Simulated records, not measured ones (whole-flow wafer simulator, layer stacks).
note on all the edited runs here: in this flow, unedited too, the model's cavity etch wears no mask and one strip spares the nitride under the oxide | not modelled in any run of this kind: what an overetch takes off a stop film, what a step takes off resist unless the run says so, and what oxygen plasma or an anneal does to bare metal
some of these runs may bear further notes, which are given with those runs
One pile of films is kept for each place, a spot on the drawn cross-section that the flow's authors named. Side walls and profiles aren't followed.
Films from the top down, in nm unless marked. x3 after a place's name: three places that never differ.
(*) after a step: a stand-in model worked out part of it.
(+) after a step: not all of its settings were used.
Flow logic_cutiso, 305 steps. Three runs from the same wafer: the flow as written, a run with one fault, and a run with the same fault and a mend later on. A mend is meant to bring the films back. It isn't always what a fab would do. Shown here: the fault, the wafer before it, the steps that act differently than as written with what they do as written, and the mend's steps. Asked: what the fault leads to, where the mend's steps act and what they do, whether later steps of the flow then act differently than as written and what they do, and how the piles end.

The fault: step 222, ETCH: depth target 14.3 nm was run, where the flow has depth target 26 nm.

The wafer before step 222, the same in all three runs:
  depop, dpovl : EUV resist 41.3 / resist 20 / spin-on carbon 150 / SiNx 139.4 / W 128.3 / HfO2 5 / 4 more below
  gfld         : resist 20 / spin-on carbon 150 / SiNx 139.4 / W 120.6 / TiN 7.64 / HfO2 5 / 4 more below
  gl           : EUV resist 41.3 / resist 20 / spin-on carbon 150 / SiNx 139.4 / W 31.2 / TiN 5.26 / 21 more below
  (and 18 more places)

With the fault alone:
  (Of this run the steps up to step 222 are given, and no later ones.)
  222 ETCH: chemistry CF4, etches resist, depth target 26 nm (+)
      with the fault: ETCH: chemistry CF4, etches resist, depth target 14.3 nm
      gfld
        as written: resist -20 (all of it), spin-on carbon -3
        with the fault: resist -14.3
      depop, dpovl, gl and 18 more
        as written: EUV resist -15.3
        with the fault: EUV resist -8.41
  After step 222 the piles differ from the flow's by more than 2% or 0.5 nm, whichever is larger, at depop, dpovl, gfld and 19 more.
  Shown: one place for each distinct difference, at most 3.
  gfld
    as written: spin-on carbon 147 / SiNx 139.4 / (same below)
    with the fault: resist 5.7 / spin-on carbon 150 / SiNx 139.4 / (same below)
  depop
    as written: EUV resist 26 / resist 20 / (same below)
    with the fault: EUV resist 32.9 / resist 20 / (same below)

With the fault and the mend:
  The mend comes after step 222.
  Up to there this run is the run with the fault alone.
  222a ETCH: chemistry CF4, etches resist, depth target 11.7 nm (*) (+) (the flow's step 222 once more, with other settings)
      depop, dpovl, gl and 18 more
        EUV resist -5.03
      gfld
        resist -5.7 (all of it), spin-on carbon -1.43
  Later steps of the flow that act differently than as written (3 more steps differ only slightly, by at most 2% or 0.5 nm, whichever is larger, and aren't shown):
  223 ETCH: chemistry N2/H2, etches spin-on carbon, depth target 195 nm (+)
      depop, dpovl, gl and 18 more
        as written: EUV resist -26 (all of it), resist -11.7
        with the mend: EUV resist -27.9 (all of it), resist -11.6
  At the end the piles are the same as the flow's at every place that both follow.
